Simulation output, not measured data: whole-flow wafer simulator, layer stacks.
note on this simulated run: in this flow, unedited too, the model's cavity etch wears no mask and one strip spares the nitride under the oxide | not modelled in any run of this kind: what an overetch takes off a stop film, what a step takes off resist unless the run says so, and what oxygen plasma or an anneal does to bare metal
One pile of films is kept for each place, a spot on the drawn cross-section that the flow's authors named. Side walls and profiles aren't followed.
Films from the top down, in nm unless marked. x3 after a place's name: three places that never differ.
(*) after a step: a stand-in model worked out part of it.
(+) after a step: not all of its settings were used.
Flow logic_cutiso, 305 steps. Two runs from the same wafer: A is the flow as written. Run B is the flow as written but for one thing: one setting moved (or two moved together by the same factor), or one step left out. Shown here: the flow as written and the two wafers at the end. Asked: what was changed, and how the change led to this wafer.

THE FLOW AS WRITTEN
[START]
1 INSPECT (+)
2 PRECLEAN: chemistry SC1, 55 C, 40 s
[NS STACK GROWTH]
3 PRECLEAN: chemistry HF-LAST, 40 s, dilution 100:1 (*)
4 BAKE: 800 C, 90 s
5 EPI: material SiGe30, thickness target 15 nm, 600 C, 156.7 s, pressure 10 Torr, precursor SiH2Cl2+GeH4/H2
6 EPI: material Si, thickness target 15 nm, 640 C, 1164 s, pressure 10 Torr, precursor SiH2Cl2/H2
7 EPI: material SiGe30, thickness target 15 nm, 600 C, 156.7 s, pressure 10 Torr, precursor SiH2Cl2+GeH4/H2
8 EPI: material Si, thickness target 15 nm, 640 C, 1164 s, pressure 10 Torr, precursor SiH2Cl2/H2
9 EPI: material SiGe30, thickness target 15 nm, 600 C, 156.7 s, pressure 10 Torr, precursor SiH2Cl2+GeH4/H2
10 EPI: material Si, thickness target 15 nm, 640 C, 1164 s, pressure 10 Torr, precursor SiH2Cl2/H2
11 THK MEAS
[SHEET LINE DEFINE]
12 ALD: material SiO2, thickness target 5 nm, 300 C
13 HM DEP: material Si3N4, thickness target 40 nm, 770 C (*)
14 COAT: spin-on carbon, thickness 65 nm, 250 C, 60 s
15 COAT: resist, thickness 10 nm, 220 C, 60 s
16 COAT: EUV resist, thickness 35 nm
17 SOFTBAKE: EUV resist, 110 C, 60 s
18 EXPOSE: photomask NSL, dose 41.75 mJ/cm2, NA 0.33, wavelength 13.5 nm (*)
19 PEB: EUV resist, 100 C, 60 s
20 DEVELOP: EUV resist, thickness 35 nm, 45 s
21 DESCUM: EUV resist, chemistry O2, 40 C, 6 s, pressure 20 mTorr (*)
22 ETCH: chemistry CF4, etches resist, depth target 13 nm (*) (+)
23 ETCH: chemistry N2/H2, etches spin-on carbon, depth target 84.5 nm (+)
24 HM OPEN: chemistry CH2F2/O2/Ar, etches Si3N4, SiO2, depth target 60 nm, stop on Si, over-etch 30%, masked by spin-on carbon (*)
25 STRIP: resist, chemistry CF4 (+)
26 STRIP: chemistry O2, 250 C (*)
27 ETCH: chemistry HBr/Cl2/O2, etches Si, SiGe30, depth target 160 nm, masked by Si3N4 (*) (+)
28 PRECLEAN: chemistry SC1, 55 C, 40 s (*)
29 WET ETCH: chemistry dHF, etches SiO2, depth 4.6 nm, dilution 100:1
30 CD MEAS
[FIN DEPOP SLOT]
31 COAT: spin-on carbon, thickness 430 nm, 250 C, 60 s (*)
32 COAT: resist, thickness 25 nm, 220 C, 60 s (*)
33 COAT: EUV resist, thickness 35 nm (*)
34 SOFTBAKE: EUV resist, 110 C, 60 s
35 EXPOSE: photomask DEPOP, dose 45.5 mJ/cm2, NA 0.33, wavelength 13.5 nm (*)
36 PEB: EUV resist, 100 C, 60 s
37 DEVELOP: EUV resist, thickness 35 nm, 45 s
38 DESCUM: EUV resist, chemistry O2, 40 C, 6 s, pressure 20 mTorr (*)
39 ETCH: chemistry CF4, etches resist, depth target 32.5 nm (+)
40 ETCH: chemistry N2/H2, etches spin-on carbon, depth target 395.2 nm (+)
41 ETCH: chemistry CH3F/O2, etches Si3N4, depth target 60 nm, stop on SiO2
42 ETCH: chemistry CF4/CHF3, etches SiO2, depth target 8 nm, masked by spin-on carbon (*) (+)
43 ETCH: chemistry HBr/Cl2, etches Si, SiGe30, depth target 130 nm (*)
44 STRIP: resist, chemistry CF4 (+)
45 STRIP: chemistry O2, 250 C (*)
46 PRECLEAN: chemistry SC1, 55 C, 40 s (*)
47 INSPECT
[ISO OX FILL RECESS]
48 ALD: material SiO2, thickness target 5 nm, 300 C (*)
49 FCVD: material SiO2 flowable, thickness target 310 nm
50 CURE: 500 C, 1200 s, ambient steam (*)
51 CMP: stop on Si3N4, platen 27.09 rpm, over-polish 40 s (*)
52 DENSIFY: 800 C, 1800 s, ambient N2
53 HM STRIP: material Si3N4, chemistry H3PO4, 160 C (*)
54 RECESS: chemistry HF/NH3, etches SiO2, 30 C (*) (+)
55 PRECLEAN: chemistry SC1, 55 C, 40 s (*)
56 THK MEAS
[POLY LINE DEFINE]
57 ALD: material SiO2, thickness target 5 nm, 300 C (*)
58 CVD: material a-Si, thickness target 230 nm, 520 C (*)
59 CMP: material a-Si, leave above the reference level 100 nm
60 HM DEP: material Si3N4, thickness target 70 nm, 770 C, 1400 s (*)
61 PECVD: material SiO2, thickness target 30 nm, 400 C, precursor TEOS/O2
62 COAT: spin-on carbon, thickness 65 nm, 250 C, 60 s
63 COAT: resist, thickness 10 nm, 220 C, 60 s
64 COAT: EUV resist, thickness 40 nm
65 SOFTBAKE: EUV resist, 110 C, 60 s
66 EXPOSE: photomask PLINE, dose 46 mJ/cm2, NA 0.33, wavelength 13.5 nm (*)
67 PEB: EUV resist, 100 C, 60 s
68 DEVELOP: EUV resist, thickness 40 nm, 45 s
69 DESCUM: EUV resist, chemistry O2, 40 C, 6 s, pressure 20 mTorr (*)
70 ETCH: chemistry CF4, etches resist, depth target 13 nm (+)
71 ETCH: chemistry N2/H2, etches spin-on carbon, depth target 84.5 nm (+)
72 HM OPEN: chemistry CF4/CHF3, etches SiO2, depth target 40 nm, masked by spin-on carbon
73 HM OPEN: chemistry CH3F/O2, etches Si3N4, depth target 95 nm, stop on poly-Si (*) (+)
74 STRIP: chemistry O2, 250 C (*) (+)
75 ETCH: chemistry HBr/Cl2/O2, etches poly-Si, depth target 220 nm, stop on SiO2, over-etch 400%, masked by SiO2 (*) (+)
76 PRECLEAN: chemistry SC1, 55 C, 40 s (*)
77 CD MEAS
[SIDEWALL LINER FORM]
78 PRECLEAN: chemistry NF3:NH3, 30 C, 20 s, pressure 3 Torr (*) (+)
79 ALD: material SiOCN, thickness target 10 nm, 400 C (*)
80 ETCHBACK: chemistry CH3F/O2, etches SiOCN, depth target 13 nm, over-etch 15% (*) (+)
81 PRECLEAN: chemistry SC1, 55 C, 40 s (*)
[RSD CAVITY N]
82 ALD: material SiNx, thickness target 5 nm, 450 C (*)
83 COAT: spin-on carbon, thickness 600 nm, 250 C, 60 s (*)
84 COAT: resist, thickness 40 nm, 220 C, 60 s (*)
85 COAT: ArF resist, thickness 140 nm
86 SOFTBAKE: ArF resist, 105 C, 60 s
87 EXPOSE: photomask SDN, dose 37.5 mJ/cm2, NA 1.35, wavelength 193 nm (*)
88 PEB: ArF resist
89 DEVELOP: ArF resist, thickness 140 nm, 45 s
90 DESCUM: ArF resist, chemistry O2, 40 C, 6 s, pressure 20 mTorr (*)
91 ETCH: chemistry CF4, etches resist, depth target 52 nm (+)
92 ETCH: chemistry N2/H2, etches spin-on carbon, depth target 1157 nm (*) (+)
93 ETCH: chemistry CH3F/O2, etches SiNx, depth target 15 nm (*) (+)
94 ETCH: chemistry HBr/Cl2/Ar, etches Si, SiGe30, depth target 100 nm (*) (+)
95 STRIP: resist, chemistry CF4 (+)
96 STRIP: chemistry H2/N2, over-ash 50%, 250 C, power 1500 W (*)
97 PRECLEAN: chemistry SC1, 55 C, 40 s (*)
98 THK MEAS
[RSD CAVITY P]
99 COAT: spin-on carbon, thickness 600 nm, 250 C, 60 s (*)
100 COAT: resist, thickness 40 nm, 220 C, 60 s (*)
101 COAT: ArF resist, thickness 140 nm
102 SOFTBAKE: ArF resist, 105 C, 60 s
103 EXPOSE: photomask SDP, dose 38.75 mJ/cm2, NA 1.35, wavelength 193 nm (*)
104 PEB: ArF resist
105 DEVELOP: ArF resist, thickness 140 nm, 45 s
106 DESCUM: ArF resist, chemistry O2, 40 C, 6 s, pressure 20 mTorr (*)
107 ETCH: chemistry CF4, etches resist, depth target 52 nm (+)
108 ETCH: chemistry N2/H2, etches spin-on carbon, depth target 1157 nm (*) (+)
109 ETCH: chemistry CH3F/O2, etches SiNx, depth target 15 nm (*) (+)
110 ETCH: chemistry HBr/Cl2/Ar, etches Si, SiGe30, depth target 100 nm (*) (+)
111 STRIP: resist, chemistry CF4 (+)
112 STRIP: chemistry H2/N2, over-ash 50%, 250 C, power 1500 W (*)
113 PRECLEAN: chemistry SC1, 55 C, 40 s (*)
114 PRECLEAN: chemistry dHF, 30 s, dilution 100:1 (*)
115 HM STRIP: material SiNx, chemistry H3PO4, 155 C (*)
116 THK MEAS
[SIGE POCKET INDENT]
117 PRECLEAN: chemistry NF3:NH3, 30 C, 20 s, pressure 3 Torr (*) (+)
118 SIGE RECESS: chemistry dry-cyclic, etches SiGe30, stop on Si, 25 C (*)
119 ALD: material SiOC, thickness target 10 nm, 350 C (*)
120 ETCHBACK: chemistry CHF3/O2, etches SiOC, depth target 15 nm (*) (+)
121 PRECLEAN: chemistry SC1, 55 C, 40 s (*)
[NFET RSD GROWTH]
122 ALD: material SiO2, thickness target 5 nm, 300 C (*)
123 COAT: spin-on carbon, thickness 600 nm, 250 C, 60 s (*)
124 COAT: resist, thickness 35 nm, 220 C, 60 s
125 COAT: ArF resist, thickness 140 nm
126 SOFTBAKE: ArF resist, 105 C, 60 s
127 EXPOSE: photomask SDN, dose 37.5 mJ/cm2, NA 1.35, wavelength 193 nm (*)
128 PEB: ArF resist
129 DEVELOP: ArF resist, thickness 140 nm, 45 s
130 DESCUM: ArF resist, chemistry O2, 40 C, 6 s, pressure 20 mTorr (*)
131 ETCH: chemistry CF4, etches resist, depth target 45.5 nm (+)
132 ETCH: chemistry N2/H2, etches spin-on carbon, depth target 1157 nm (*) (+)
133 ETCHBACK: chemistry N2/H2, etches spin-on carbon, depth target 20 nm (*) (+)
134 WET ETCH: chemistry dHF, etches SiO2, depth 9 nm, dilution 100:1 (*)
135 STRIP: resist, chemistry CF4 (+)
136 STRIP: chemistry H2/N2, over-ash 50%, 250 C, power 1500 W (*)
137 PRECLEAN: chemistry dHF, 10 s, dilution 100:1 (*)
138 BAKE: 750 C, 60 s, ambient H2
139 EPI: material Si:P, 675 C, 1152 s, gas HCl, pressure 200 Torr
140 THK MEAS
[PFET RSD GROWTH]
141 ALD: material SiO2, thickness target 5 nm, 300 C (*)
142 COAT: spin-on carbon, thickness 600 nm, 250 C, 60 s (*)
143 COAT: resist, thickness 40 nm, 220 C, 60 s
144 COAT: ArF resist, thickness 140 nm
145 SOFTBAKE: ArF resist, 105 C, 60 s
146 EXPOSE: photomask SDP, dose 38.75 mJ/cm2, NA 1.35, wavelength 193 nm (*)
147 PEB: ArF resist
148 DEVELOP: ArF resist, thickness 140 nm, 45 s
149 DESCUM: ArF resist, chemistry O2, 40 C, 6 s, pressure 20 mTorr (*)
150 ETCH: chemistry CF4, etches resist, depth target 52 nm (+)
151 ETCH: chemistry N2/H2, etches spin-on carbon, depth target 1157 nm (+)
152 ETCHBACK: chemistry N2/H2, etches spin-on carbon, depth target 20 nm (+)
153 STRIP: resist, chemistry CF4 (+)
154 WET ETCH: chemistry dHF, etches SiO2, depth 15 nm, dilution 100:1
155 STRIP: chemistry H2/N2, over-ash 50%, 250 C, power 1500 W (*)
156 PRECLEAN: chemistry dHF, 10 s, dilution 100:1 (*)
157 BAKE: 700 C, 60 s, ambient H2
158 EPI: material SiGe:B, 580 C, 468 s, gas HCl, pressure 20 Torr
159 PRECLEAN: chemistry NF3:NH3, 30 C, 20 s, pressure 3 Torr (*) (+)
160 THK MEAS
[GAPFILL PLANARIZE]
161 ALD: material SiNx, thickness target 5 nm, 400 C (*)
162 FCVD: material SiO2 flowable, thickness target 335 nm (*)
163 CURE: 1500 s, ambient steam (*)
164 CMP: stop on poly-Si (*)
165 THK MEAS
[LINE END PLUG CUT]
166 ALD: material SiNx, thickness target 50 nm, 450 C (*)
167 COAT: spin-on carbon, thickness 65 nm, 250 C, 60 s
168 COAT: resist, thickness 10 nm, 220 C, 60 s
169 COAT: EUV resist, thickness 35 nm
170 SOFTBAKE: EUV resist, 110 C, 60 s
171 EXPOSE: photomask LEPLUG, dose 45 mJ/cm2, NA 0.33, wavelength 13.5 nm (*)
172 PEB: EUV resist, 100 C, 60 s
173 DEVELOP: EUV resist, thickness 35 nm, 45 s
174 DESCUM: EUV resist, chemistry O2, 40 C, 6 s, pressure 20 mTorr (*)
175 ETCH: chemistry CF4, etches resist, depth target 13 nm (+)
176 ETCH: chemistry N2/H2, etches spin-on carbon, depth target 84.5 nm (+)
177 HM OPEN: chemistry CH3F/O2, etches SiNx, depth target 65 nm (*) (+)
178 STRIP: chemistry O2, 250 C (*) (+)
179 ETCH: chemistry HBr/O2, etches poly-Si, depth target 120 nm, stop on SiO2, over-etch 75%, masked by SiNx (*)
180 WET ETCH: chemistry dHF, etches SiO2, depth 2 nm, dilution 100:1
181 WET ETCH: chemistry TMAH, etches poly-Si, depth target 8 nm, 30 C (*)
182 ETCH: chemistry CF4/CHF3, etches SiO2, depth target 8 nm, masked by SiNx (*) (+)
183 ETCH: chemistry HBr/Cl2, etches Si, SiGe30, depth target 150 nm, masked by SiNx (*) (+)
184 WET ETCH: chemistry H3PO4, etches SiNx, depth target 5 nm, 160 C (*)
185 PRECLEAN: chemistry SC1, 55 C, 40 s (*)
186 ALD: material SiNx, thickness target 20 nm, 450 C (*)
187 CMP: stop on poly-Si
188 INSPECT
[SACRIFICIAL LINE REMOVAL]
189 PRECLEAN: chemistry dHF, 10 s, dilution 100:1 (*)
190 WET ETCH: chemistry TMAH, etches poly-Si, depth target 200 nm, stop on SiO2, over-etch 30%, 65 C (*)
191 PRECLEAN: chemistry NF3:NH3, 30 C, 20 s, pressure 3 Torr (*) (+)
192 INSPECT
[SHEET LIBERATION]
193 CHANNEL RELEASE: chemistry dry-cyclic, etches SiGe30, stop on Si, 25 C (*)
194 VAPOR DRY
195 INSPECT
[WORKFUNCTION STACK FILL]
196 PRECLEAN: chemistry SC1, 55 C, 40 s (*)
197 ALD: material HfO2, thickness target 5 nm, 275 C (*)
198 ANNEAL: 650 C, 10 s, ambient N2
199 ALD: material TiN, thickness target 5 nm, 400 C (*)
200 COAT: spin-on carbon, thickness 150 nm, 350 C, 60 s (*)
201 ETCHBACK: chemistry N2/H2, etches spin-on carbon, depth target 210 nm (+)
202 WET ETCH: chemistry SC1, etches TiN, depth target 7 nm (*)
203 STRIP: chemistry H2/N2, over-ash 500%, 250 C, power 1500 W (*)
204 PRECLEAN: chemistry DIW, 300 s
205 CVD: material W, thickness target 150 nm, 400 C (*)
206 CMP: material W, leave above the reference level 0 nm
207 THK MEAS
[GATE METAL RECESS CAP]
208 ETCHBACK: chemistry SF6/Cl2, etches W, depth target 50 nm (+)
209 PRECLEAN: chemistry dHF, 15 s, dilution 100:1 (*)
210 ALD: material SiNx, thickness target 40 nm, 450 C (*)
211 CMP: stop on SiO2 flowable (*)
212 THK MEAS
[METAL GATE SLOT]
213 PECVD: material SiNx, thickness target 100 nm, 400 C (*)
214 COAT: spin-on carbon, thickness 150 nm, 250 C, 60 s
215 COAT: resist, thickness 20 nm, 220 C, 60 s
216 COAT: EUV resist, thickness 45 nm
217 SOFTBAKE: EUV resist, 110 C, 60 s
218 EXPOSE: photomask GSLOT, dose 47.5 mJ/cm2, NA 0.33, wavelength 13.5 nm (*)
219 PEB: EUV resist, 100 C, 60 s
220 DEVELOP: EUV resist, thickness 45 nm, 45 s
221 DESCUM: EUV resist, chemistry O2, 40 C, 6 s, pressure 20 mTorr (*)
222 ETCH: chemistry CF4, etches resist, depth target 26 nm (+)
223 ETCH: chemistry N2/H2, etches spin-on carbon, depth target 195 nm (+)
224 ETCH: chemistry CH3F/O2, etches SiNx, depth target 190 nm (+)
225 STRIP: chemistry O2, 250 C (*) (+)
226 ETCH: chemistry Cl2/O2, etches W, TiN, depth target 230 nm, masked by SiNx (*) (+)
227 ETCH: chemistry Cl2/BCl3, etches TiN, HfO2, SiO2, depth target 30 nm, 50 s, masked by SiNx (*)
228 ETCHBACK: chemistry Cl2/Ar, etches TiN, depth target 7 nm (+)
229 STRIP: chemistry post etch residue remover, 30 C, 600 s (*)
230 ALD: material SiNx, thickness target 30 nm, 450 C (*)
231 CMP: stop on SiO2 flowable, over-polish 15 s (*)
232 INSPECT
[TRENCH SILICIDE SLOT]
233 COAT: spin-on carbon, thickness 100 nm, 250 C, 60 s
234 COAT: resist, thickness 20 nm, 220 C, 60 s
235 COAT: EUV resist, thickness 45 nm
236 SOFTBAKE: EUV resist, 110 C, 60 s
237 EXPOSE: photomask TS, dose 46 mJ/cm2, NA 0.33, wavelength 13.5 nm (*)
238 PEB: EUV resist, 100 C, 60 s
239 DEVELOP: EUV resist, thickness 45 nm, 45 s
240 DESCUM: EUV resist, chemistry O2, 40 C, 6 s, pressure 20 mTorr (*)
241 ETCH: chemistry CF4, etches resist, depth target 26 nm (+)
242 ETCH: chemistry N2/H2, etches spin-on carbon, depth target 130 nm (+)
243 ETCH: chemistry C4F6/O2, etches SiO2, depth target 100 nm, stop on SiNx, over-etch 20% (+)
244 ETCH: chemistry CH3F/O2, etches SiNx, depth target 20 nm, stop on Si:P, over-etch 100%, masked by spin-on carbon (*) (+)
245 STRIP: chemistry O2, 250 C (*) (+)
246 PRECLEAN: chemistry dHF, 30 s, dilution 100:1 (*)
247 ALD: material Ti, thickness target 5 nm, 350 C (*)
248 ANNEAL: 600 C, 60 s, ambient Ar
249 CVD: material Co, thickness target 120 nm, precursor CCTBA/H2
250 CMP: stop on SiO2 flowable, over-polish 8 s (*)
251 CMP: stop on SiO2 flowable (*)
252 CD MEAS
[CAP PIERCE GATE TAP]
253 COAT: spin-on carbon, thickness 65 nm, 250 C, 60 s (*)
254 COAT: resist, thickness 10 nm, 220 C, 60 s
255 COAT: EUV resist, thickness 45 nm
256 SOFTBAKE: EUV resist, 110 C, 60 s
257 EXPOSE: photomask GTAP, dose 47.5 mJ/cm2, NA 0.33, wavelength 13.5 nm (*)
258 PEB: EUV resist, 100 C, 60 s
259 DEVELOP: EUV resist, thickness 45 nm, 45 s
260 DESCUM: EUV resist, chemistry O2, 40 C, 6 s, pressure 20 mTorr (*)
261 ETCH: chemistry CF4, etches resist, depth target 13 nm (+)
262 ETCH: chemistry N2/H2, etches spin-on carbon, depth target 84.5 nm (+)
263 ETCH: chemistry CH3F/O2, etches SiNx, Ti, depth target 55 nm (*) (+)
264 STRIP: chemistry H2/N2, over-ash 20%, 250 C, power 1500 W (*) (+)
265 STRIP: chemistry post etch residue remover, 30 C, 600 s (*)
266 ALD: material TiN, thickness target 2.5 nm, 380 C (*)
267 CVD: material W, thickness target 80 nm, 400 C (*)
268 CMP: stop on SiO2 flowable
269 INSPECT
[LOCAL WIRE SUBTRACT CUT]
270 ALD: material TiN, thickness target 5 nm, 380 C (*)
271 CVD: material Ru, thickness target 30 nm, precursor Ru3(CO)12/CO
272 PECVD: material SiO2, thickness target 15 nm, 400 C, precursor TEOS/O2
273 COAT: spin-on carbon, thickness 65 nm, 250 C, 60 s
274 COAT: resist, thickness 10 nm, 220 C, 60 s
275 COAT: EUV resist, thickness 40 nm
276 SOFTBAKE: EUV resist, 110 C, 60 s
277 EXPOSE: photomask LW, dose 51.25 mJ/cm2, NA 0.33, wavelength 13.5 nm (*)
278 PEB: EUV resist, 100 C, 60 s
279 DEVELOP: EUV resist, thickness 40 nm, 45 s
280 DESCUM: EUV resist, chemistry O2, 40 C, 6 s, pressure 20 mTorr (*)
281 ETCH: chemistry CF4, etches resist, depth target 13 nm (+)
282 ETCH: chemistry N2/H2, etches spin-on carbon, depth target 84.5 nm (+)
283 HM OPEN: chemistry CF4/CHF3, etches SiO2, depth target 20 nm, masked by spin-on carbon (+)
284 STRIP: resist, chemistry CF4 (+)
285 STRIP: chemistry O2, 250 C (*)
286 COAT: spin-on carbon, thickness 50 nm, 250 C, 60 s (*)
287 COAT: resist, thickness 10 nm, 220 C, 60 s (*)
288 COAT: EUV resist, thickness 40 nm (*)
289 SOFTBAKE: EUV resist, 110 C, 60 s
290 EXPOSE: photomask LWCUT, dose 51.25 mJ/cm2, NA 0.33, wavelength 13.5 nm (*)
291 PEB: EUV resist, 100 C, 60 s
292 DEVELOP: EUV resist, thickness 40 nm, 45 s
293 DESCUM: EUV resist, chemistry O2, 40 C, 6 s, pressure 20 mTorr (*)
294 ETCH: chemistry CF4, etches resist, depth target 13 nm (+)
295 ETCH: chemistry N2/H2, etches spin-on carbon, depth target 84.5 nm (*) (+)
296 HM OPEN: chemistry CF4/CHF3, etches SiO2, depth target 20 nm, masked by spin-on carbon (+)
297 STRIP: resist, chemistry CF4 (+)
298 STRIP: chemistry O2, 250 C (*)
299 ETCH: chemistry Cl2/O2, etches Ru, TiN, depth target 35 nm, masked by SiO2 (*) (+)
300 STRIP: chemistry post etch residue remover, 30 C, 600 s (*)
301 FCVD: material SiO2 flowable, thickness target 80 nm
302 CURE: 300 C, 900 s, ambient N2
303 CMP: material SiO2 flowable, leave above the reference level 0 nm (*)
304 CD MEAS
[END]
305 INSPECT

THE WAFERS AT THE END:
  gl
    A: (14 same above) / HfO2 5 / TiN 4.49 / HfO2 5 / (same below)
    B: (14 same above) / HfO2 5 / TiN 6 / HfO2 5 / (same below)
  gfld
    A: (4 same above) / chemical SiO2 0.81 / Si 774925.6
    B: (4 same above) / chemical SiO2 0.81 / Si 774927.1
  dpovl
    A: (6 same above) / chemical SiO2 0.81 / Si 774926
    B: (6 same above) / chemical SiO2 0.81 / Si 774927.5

The cause: step 7, EPI: thickness target 16.5 nm was run, where the flow has thickness target 15 nm; step 7, EPI: 172.4 s was run, where the flow has 156.7 s.

How the change led to this, step by step:
  7 EPI: material SiGe30, thickness target 15 nm, 600 C, 156.7 s, pressure 10 Torr, precursor SiH2Cl2+GeH4/H2
      depop, dpovl, gfld and 19 more: A SiGe30 +15 (new film) | B SiGe30 +16.5 (new film)
  27 ETCH: chemistry HBr/Cl2/O2, etches Si, SiGe30, depth target 160 nm, masked by Si3N4 (*) (+)
      gfld, gxf, iso, lnri: A chemical SiO2 -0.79 (all of it), Si -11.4 (all of it), SiGe30 -15 (all of it), Si -15 (all of it), SiGe30 -15 (all of it), Si -15 (all of it), SiGe30 -15 (all of it), Si -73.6 | B chemical SiO2 -0.79 (all of it), Si -11.4 (all of it), SiGe30 -15 (all of it), Si -15 (all of it), SiGe30 -16.5 (all of it), Si -15 (all of it), SiGe30 -15 (all of it), Si -72.1
      dpovl, nsgap: A chemical SiO2 -0.79 (all of it), Si -11.8 (all of it), SiGe30 -15 (all of it), Si -15 (all of it), SiGe30 -15 (all of it), Si -15 (all of it), SiGe30 -15 (all of it), Si -73.2 | B chemical SiO2 -0.79 (all of it), Si -11.8 (all of it), SiGe30 -15 (all of it), Si -15 (all of it), SiGe30 -16.5 (all of it), Si -15 (all of it), SiGe30 -15 (all of it), Si -71.7
      (and at 1 more place)
  43 ETCH: chemistry HBr/Cl2, etches Si, SiGe30, depth target 130 nm (*)
      depop: A Si -14 (all of it), SiGe30 -15 (all of it), Si -15 (all of it), SiGe30 -15 (all of it), Si -15 (all of it), SiGe30 -15 (all of it), Si -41 | B Si -14 (all of it), SiGe30 -15 (all of it), Si -15 (all of it), SiGe30 -16.5 (all of it), Si -15 (all of it), SiGe30 -15 (all of it), Si -39.5
  94 ETCH: chemistry HBr/Cl2/Ar, etches Si, SiGe30, depth target 100 nm (*) (+)
      rsdn, rsdx: A chemical SiO2 -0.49 (all of it), Si -12.8 (all of it), SiGe30 -15 (all of it), Si -15 (all of it), SiGe30 -15 (all of it), Si -15 (all of it), SiGe30 -15 (all of it), Si -12.2 | B chemical SiO2 -0.49 (all of it), Si -12.8 (all of it), SiGe30 -15 (all of it), Si -15 (all of it), SiGe30 -16.5 (all of it), Si -15 (all of it), SiGe30 -15 (all of it), Si -10.7
  110 ETCH: chemistry HBr/Cl2/Ar, etches Si, SiGe30, depth target 100 nm (*) (+)
      rsdp, rsdw: A chemical SiO2 -0.49 (all of it), Si -12.8 (all of it), SiGe30 -15 (all of it), Si -15 (all of it), SiGe30 -15 (all of it), Si -15 (all of it), SiGe30 -15 (all of it), Si -12.2 | B chemical SiO2 -0.49 (all of it), Si -12.8 (all of it), SiGe30 -15 (all of it), Si -15 (all of it), SiGe30 -16.5 (all of it), Si -15 (all of it), SiGe30 -15 (all of it), Si -10.7
  118 SIGE RECESS: chemistry dry-cyclic, etches SiGe30, stop on Si, 25 C (*)
      lnr, lnrp, lnrt: A SiOCN -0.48, Si -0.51, cavity +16 (new film), SiGe30 -15 (all of it), Si -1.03, cavity +16 (new film), SiGe30 -15 (all of it), Si -1.03, cavity +16 (new film), SiGe30 -15 (all of it), Si -0.51 | B SiOCN -0.48, Si -0.51, cavity +16 (new film), SiGe30 -15 (all of it), Si -1.03, cavity +17.5 (new film), SiGe30 -16.5 (all of it), Si -1.03, cavity +16 (new film), SiGe30 -15 (all of it), Si -0.51
  119 ALD: material SiOC, thickness target 10 nm, 350 C (*)
      lnr, lnrp, lnrt: A SiOC +10 (new film), SiOC +16 (new film), cavity -16 (all of it), SiOC +16 (new film), cavity -16 (all of it), SiOC +16 (new film), cavity -16 (all of it) | B SiOC +10 (new film), SiOC +16 (new film), cavity -16 (all of it), SiOC +17.5 (new film), cavity -17.5 (all of it), SiOC +16 (new film), cavity -16 (all of it)
  183 ETCH: chemistry HBr/Cl2, etches Si, SiGe30, depth target 150 nm, masked by SiNx (*) (+)
      plug: A Si -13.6 (all of it), SiGe30 -15 (all of it), Si -15 (all of it), SiGe30 -15 (all of it), Si -15 (all of it), SiGe30 -15 (all of it), Si -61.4 | B Si -13.6 (all of it), SiGe30 -15 (all of it), Si -15 (all of it), SiGe30 -16.5 (all of it), Si -15 (all of it), SiGe30 -15 (all of it), Si -59.9
  193 CHANNEL RELEASE: chemistry dry-cyclic, etches SiGe30, stop on Si, 25 C (*)
      gl, glp, gxn, gxp, ns, tap: A chemical SiO2 +0.8 (new film), Si -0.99, chemical SiO2 +0.8 (new film), cavity +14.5 (new film), chemical SiO2 +0.8 (new film), SiGe30 -15 (all of it), Si -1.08, chemical SiO2 +0.8 (new film), cavity +14.5 (new film), chemical SiO2 +0.8 (new film), SiGe30 -15 (all of it), Si -1.08, chemical SiO2 +0.8 (new film), cavity +14.5 (new film), chemical SiO2 +0.8 (new film), SiGe30 -15 (all of it), Si -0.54 | B chemical SiO2 +0.8 (new film), Si -0.99, chemical SiO2 +0.8 (new film), cavity +14.5 (new film), chemical SiO2 +0.8 (new film), SiGe30 -15 (all of it), Si -1.08, chemical SiO2 +0.8 (new film), cavity +16 (new film), chemical SiO2 +0.8 (new film), SiGe30 -16.5 (all of it), Si -1.08, chemical SiO2 +0.8 (new film), cavity +14.5 (new film), chemical SiO2 +0.8 (new film), SiGe30 -15 (all of it), Si -0.54
  199 ALD: material TiN, thickness target 5 nm, 400 C (*)
      gl, glp, tap: A TiN +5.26 (new film), TiN +4.49 (new film), cavity -4.49 (all of it), TiN +4.49 (new film), cavity -4.49 (all of it), TiN +4.49 (new film), cavity -4.49 (all of it) | B TiN +5.26 (new film), TiN +4.49 (new film), cavity -4.49 (all of it), TiN +6 (new film), cavity -6 (all of it), TiN +4.49 (new film), cavity -4.49 (all of it)
      gxn, gxp, ns: A TiN +5 (new film), TiN +4.49 (new film), cavity -4.49 (all of it), TiN +4.49 (new film), cavity -4.49 (all of it), TiN +4.49 (new film), cavity -4.49 (all of it) | B TiN +5 (new film), TiN +4.49 (new film), cavity -4.49 (all of it), TiN +6 (new film), cavity -6 (all of it), TiN +4.49 (new film), cavity -4.49 (all of it)
